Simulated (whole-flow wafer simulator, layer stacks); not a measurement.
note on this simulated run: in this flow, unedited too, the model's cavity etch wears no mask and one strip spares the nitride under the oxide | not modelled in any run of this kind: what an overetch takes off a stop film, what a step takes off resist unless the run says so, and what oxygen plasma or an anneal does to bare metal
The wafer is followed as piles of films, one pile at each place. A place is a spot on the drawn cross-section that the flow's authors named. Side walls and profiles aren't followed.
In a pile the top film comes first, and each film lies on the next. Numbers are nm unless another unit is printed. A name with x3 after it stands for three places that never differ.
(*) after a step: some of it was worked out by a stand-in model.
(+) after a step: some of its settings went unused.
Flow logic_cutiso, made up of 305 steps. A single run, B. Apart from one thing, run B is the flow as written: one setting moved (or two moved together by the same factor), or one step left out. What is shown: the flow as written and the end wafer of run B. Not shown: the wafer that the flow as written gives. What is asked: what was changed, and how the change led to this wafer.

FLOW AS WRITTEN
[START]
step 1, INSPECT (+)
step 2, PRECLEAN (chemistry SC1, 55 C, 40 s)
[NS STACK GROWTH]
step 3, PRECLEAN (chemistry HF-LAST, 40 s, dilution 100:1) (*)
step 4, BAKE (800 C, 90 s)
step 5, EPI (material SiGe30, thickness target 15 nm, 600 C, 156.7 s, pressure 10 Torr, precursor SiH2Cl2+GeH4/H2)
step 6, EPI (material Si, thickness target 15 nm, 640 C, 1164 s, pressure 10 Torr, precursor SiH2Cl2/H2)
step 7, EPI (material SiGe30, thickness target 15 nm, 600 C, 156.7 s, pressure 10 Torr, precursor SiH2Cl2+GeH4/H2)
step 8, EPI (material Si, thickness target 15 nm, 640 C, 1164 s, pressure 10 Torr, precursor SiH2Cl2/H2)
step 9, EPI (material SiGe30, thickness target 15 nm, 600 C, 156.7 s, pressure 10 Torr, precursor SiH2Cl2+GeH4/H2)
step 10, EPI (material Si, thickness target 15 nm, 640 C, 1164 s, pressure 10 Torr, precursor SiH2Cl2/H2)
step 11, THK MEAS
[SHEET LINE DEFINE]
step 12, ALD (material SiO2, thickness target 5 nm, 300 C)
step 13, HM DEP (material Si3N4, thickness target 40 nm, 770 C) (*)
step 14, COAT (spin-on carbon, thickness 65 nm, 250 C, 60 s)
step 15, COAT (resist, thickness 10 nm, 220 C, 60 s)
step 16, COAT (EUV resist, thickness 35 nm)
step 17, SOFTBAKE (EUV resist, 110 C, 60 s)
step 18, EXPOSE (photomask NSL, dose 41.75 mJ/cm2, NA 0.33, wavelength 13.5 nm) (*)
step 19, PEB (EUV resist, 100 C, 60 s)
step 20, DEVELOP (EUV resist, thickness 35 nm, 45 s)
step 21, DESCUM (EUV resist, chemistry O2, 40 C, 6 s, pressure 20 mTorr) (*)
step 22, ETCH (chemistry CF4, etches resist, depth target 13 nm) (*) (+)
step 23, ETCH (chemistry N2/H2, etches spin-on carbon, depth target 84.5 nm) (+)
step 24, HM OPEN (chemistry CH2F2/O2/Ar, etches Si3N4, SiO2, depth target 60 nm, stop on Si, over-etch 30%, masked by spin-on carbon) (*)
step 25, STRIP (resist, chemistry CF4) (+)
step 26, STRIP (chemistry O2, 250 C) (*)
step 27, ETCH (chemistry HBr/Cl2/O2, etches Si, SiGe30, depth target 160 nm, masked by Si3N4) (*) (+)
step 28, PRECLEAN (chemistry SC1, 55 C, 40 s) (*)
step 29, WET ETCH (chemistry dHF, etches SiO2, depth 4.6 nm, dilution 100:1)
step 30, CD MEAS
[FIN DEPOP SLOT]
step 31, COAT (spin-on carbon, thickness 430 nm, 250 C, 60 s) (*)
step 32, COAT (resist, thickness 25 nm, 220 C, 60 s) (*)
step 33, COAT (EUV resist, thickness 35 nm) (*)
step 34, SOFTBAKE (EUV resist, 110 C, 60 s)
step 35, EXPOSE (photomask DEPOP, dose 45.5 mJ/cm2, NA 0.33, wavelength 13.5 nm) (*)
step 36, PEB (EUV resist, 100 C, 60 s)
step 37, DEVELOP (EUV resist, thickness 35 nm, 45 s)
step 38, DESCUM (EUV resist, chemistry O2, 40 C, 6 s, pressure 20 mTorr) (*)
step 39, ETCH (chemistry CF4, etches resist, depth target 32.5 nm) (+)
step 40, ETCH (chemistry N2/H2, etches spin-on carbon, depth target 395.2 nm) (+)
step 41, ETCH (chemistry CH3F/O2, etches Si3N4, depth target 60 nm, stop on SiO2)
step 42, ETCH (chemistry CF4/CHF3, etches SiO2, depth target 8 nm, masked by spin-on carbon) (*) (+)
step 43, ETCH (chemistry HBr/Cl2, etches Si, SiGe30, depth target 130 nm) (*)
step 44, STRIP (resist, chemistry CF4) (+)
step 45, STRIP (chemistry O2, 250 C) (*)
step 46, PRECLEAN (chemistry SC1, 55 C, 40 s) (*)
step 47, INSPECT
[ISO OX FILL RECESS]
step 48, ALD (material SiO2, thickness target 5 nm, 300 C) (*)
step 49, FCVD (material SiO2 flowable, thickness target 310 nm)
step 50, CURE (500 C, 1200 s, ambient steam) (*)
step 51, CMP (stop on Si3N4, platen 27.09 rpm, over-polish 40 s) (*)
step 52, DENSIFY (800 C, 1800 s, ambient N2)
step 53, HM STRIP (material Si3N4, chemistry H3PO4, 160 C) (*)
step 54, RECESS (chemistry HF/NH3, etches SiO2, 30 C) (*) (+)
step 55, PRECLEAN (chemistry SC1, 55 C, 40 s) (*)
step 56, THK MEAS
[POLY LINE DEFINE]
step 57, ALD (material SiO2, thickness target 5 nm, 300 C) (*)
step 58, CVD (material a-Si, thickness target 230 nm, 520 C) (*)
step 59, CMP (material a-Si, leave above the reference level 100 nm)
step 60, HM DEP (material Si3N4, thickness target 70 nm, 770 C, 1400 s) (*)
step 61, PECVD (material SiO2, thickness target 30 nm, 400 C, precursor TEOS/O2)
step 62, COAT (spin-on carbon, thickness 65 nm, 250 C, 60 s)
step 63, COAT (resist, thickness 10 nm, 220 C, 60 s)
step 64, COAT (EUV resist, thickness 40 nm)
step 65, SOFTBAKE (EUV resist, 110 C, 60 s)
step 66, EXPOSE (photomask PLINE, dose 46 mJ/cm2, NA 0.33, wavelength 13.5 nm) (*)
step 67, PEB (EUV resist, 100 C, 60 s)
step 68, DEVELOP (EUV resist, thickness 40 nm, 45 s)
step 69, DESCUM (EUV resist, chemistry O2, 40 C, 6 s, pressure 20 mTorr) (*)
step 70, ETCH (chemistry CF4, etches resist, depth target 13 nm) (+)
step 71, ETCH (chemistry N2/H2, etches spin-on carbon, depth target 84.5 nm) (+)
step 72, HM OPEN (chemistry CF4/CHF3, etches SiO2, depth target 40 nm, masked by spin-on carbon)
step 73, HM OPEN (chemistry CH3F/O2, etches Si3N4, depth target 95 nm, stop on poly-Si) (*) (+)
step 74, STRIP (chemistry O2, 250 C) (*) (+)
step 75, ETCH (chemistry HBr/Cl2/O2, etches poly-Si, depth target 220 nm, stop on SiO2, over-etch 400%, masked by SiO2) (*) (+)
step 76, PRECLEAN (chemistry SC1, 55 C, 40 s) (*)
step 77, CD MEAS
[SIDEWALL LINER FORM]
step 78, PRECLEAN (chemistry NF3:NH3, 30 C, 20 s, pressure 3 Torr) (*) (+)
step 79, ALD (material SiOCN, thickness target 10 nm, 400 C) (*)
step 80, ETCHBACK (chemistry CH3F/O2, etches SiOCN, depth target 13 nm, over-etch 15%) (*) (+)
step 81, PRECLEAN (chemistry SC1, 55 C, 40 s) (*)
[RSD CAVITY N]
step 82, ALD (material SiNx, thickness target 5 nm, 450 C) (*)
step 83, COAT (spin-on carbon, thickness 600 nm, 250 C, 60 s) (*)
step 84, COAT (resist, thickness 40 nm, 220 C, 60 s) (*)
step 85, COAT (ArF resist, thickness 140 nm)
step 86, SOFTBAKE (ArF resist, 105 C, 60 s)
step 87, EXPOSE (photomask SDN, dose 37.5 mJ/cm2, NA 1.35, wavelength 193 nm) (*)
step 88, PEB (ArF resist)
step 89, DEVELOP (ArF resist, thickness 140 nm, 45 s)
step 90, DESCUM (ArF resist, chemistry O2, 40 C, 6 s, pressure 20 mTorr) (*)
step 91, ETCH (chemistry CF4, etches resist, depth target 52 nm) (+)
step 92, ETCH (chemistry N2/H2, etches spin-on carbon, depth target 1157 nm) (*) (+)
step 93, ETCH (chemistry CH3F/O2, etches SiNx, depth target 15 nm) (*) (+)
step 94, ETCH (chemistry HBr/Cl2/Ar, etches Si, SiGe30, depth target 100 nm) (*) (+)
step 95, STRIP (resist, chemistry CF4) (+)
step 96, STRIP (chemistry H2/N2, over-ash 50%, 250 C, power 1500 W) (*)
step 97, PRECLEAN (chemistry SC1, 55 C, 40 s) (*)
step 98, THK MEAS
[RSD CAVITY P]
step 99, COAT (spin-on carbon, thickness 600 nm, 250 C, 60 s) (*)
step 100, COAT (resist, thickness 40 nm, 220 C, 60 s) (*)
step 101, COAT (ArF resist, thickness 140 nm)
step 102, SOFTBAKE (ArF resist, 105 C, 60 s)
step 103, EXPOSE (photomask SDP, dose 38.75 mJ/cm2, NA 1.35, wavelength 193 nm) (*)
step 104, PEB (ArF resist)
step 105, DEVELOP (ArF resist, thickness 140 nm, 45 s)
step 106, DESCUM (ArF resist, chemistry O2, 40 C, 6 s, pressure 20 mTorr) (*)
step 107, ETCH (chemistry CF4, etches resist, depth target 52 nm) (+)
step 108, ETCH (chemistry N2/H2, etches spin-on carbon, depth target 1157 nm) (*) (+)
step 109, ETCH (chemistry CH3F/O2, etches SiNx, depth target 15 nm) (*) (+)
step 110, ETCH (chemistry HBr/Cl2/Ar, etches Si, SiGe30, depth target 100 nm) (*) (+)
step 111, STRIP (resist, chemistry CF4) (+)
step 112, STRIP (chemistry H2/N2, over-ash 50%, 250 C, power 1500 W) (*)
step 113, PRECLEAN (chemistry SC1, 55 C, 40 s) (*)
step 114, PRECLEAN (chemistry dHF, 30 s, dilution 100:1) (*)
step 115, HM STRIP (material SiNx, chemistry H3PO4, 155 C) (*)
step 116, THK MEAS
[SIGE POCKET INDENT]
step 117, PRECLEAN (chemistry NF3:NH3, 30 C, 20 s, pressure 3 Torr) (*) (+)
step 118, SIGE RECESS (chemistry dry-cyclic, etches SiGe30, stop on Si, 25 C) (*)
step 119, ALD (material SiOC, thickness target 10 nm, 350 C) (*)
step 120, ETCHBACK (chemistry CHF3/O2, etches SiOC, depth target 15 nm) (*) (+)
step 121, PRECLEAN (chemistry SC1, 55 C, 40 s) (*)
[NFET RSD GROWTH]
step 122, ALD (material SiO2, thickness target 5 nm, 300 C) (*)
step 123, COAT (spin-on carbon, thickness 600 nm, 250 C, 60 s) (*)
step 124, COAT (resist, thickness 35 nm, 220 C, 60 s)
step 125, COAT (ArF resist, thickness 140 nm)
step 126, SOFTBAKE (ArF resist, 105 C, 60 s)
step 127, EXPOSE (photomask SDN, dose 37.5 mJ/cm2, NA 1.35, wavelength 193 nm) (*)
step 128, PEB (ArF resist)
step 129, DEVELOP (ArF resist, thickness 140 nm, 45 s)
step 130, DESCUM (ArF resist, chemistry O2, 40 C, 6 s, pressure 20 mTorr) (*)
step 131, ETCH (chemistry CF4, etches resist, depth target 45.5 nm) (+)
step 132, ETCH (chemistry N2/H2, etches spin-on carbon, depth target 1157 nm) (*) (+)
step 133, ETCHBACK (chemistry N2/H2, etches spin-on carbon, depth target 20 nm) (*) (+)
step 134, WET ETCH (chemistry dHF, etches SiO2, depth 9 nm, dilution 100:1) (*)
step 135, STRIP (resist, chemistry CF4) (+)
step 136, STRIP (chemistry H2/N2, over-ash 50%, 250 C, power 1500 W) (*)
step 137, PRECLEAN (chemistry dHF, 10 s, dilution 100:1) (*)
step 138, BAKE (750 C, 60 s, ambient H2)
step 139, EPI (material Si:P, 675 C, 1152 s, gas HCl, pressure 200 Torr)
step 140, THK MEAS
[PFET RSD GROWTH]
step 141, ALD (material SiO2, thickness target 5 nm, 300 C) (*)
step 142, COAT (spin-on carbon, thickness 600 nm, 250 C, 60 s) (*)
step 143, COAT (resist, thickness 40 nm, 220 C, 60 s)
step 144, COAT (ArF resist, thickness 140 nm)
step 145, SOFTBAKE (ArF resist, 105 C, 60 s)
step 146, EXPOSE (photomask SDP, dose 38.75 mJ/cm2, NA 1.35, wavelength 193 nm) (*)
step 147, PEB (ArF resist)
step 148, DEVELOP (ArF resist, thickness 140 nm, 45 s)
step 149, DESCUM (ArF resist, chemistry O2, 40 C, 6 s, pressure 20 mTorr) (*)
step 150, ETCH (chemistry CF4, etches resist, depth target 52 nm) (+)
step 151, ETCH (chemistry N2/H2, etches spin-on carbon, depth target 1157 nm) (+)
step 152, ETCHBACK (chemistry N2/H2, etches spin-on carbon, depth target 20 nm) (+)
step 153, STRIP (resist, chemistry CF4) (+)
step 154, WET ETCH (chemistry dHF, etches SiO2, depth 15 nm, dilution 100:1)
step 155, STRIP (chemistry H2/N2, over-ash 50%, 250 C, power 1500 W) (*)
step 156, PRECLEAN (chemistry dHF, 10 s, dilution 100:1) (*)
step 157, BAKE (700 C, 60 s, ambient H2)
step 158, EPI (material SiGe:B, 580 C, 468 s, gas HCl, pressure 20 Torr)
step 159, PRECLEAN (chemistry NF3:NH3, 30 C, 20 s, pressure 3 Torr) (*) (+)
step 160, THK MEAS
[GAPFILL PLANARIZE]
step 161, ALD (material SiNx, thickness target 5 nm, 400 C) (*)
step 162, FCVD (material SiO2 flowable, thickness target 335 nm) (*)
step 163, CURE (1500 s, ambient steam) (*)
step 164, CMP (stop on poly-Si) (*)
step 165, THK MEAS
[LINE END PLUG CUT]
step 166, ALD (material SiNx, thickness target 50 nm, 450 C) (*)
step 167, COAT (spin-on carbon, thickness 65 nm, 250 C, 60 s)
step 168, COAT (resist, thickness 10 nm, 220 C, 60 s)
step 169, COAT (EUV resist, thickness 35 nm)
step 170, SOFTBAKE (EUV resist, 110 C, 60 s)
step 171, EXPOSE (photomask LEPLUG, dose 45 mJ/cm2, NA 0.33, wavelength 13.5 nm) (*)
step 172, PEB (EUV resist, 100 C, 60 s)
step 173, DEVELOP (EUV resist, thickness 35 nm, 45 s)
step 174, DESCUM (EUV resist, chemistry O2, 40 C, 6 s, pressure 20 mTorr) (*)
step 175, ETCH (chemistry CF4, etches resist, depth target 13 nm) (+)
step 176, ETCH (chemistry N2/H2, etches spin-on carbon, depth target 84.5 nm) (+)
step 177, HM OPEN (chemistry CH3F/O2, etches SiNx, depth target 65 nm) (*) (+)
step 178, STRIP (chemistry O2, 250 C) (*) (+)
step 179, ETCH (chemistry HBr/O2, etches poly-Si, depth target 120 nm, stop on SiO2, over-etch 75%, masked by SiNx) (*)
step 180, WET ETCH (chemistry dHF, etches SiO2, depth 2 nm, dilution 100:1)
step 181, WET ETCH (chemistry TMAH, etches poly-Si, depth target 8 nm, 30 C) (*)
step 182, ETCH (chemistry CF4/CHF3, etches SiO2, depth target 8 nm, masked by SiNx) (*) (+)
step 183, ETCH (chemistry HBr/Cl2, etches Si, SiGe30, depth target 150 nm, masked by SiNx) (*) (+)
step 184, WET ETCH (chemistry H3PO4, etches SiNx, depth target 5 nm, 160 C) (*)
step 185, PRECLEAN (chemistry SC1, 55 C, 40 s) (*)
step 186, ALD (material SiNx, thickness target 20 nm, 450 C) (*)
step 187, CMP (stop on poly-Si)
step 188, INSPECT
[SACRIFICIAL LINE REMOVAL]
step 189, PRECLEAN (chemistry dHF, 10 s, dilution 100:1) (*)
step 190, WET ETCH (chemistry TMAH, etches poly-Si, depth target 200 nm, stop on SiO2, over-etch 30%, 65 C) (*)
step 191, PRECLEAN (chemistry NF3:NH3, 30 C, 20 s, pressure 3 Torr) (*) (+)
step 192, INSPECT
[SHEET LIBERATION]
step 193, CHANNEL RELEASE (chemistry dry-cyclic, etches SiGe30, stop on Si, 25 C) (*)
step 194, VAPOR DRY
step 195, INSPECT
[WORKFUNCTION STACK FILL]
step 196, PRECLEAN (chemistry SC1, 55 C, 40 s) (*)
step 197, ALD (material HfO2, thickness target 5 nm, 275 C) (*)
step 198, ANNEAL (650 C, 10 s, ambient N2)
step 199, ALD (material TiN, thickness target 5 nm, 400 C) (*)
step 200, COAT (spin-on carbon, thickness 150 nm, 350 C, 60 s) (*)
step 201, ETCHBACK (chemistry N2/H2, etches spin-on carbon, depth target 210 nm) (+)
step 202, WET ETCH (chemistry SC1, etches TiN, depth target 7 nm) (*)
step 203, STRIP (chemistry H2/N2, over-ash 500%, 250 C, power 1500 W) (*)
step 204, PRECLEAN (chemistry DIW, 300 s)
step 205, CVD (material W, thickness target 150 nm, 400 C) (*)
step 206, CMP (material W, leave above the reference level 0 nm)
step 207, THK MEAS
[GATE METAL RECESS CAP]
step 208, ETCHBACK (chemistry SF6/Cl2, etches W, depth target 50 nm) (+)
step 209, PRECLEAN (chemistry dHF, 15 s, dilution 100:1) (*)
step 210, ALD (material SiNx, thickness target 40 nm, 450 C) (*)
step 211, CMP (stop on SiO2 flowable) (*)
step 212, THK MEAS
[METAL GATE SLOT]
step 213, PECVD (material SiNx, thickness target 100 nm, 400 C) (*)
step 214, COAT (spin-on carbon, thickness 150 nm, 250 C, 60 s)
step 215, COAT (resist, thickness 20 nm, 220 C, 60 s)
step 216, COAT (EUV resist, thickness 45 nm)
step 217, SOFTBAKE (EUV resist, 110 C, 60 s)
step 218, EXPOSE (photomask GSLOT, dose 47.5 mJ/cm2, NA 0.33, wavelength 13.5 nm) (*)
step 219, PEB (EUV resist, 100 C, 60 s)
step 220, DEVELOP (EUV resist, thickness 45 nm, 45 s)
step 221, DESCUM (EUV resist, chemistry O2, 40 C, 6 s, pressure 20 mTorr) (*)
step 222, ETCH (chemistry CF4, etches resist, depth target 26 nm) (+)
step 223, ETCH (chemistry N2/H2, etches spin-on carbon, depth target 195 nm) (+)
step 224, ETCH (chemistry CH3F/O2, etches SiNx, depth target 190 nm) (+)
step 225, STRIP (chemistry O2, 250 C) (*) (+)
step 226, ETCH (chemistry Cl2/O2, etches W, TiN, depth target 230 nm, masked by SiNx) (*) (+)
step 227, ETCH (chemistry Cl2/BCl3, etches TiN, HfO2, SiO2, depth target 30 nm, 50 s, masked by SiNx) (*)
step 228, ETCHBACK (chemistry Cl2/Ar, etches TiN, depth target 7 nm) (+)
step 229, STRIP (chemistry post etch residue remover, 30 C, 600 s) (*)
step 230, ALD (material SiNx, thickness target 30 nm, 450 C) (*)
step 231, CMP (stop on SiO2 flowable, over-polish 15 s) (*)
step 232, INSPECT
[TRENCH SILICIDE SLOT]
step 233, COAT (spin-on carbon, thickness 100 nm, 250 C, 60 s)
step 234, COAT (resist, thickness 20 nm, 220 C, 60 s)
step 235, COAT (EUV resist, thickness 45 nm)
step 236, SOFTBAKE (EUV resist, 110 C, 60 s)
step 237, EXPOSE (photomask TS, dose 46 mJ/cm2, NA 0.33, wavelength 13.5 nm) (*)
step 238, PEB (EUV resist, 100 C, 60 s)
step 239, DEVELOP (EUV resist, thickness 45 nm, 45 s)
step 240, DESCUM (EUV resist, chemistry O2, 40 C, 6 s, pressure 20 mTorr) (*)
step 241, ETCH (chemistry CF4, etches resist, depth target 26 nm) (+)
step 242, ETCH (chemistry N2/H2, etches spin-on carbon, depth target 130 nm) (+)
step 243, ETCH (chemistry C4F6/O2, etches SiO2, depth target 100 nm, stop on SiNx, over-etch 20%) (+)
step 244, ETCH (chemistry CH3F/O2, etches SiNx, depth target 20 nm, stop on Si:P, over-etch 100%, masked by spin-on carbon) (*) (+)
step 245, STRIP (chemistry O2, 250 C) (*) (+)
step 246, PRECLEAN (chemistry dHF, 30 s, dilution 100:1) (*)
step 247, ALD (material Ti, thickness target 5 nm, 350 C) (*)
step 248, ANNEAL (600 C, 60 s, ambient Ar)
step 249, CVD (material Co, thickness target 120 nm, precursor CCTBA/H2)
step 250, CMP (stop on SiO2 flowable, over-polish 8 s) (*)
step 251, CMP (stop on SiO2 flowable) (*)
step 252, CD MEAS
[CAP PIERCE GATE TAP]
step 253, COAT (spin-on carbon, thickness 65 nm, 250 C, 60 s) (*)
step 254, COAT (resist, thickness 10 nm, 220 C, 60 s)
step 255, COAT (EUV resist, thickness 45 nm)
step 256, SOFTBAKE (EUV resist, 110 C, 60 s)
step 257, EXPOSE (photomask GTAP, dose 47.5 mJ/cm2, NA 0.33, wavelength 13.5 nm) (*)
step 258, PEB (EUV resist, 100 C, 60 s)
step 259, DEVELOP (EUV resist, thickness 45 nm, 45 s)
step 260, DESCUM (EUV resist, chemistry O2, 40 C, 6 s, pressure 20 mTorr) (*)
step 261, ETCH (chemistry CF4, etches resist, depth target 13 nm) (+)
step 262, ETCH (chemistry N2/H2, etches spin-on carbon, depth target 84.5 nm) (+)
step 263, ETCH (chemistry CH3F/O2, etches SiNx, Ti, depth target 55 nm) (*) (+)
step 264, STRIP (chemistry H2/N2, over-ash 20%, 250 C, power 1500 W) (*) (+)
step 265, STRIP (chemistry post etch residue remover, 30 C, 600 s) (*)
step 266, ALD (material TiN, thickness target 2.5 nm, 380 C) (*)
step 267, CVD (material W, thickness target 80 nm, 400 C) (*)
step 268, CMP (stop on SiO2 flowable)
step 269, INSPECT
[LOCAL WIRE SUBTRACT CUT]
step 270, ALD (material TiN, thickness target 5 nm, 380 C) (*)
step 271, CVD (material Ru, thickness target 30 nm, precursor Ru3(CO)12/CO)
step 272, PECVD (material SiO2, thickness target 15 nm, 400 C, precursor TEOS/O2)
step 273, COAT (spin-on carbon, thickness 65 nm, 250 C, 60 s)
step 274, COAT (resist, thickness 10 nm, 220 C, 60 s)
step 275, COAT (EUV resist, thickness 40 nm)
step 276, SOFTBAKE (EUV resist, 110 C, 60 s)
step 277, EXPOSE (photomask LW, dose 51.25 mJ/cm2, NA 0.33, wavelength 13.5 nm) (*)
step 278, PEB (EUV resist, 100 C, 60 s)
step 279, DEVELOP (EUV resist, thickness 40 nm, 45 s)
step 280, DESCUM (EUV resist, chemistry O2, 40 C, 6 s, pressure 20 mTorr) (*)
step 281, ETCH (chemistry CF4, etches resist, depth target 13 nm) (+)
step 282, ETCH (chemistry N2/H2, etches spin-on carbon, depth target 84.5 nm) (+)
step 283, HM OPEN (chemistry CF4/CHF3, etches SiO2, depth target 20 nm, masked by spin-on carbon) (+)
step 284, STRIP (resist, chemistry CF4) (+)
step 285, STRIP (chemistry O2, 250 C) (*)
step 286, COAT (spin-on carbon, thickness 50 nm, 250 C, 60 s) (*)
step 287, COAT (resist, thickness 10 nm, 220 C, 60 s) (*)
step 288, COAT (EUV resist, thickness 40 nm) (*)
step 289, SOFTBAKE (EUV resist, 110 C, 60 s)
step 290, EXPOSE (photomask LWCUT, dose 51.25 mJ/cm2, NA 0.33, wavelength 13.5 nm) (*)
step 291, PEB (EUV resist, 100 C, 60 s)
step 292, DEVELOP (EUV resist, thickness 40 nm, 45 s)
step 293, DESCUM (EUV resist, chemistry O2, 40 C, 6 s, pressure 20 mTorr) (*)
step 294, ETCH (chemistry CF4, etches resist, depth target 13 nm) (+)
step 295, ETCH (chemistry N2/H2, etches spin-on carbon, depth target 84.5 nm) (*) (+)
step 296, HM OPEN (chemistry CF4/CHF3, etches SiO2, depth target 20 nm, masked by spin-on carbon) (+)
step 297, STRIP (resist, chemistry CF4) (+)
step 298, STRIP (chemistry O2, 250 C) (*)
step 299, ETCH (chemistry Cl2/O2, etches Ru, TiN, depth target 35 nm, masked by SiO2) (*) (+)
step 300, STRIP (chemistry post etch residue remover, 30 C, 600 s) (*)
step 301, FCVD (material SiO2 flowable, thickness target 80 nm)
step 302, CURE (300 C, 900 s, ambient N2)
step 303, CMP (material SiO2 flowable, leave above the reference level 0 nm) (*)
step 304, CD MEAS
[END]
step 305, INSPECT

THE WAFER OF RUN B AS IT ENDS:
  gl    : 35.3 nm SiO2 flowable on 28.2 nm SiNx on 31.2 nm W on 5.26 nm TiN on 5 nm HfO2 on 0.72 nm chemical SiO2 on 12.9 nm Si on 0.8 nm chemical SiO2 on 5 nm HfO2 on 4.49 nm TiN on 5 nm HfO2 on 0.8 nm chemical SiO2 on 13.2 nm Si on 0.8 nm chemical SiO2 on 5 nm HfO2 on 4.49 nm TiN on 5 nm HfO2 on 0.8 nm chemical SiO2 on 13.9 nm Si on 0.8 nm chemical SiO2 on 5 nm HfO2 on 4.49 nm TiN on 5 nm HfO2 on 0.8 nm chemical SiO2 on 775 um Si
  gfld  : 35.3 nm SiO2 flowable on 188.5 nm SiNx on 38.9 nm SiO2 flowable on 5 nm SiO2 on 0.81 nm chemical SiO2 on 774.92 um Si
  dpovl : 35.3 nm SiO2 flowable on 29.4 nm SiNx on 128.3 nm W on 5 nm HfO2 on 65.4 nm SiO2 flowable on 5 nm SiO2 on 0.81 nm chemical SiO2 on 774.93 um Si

The reason: step 8, EPI: 1106 s was run, while the flow as written has 1164 s.

How this came from the change, step by step:
  step 8, EPI (material Si, thickness target 15 nm, 640 C, 1164 s, pressure 10 Torr, precursor SiH2Cl2/H2)
      depop, dpovl, gfld and 19 more: Si gains 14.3 (new film) (as written it would have been: Si gains 15 (new film))
  step 27, ETCH (chemistry HBr/Cl2/O2, etches Si, SiGe30, depth target 160 nm, masked by Si3N4) (*) (+)
      gfld, gxf, iso, lnri: chemical SiO2 loses 0.79 (all of it), Si loses 11.4 (all of it), SiGe30 loses 15 (all of it), Si loses 14.3 (all of it), SiGe30 loses 15 (all of it), Si loses 15 (all of it), SiGe30 loses 15 (all of it), Si loses 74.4 (as written it would have been: chemical SiO2 loses 0.79 (all of it), Si loses 11.4 (all of it), SiGe30 loses 15 (all of it), Si loses 15 (all of it), SiGe30 loses 15 (all of it), Si loses 15 (all of it), SiGe30 loses 15 (all of it), Si loses 73.6)
      dpovl, nsgap: chemical SiO2 loses 0.79 (all of it), Si loses 11.8 (all of it), SiGe30 loses 15 (all of it), Si loses 14.3 (all of it), SiGe30 loses 15 (all of it), Si loses 15 (all of it), SiGe30 loses 15 (all of it), Si loses 74 (as written it would have been: chemical SiO2 loses 0.79 (all of it), Si loses 11.8 (all of it), SiGe30 loses 15 (all of it), Si loses 15 (all of it), SiGe30 loses 15 (all of it), Si loses 15 (all of it), SiGe30 loses 15 (all of it), Si loses 73.2)
      (and at 1 other place as well)
  step 43, ETCH (chemistry HBr/Cl2, etches Si, SiGe30, depth target 130 nm) (*)
      depop: Si loses 14 (all of it), SiGe30 loses 15 (all of it), Si loses 14.3 (all of it), SiGe30 loses 15 (all of it), Si loses 15 (all of it), SiGe30 loses 15 (all of it), Si loses 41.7 (as written it would have been: Si loses 14 (all of it), SiGe30 loses 15 (all of it), Si loses 15 (all of it), SiGe30 loses 15 (all of it), Si loses 15 (all of it), SiGe30 loses 15 (all of it), Si loses 41)
  step 94, ETCH (chemistry HBr/Cl2/Ar, etches Si, SiGe30, depth target 100 nm) (*) (+)
      rsdn, rsdx: chemical SiO2 loses 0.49 (all of it), Si loses 12.8 (all of it), SiGe30 loses 15 (all of it), Si loses 14.3 (all of it), SiGe30 loses 15 (all of it), Si loses 15 (all of it), SiGe30 loses 15 (all of it), Si loses 12.9 (as written it would have been: chemical SiO2 loses 0.49 (all of it), Si loses 12.8 (all of it), SiGe30 loses 15 (all of it), Si loses 15 (all of it), SiGe30 loses 15 (all of it), Si loses 15 (all of it), SiGe30 loses 15 (all of it), Si loses 12.2)
  step 110, ETCH (chemistry HBr/Cl2/Ar, etches Si, SiGe30, depth target 100 nm) (*) (+)
      rsdp, rsdw: chemical SiO2 loses 0.49 (all of it), Si loses 12.8 (all of it), SiGe30 loses 15 (all of it), Si loses 14.3 (all of it), SiGe30 loses 15 (all of it), Si loses 15 (all of it), SiGe30 loses 15 (all of it), Si loses 12.9 (as written it would have been: chemical SiO2 loses 0.49 (all of it), Si loses 12.8 (all of it), SiGe30 loses 15 (all of it), Si loses 15 (all of it), SiGe30 loses 15 (all of it), Si loses 15 (all of it), SiGe30 loses 15 (all of it), Si loses 12.2)
  step 183, ETCH (chemistry HBr/Cl2, etches Si, SiGe30, depth target 150 nm, masked by SiNx) (*) (+)
      plug: Si loses 13.6 (all of it), SiGe30 loses 15 (all of it), Si loses 14.3 (all of it), SiGe30 loses 15 (all of it), Si loses 15 (all of it), SiGe30 loses 15 (all of it), Si loses 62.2 (as written it would have been: Si loses 13.6 (all of it), SiGe30 loses 15 (all of it), Si loses 15 (all of it), SiGe30 loses 15 (all of it), Si loses 15 (all of it), SiGe30 loses 15 (all of it), Si loses 61.4)
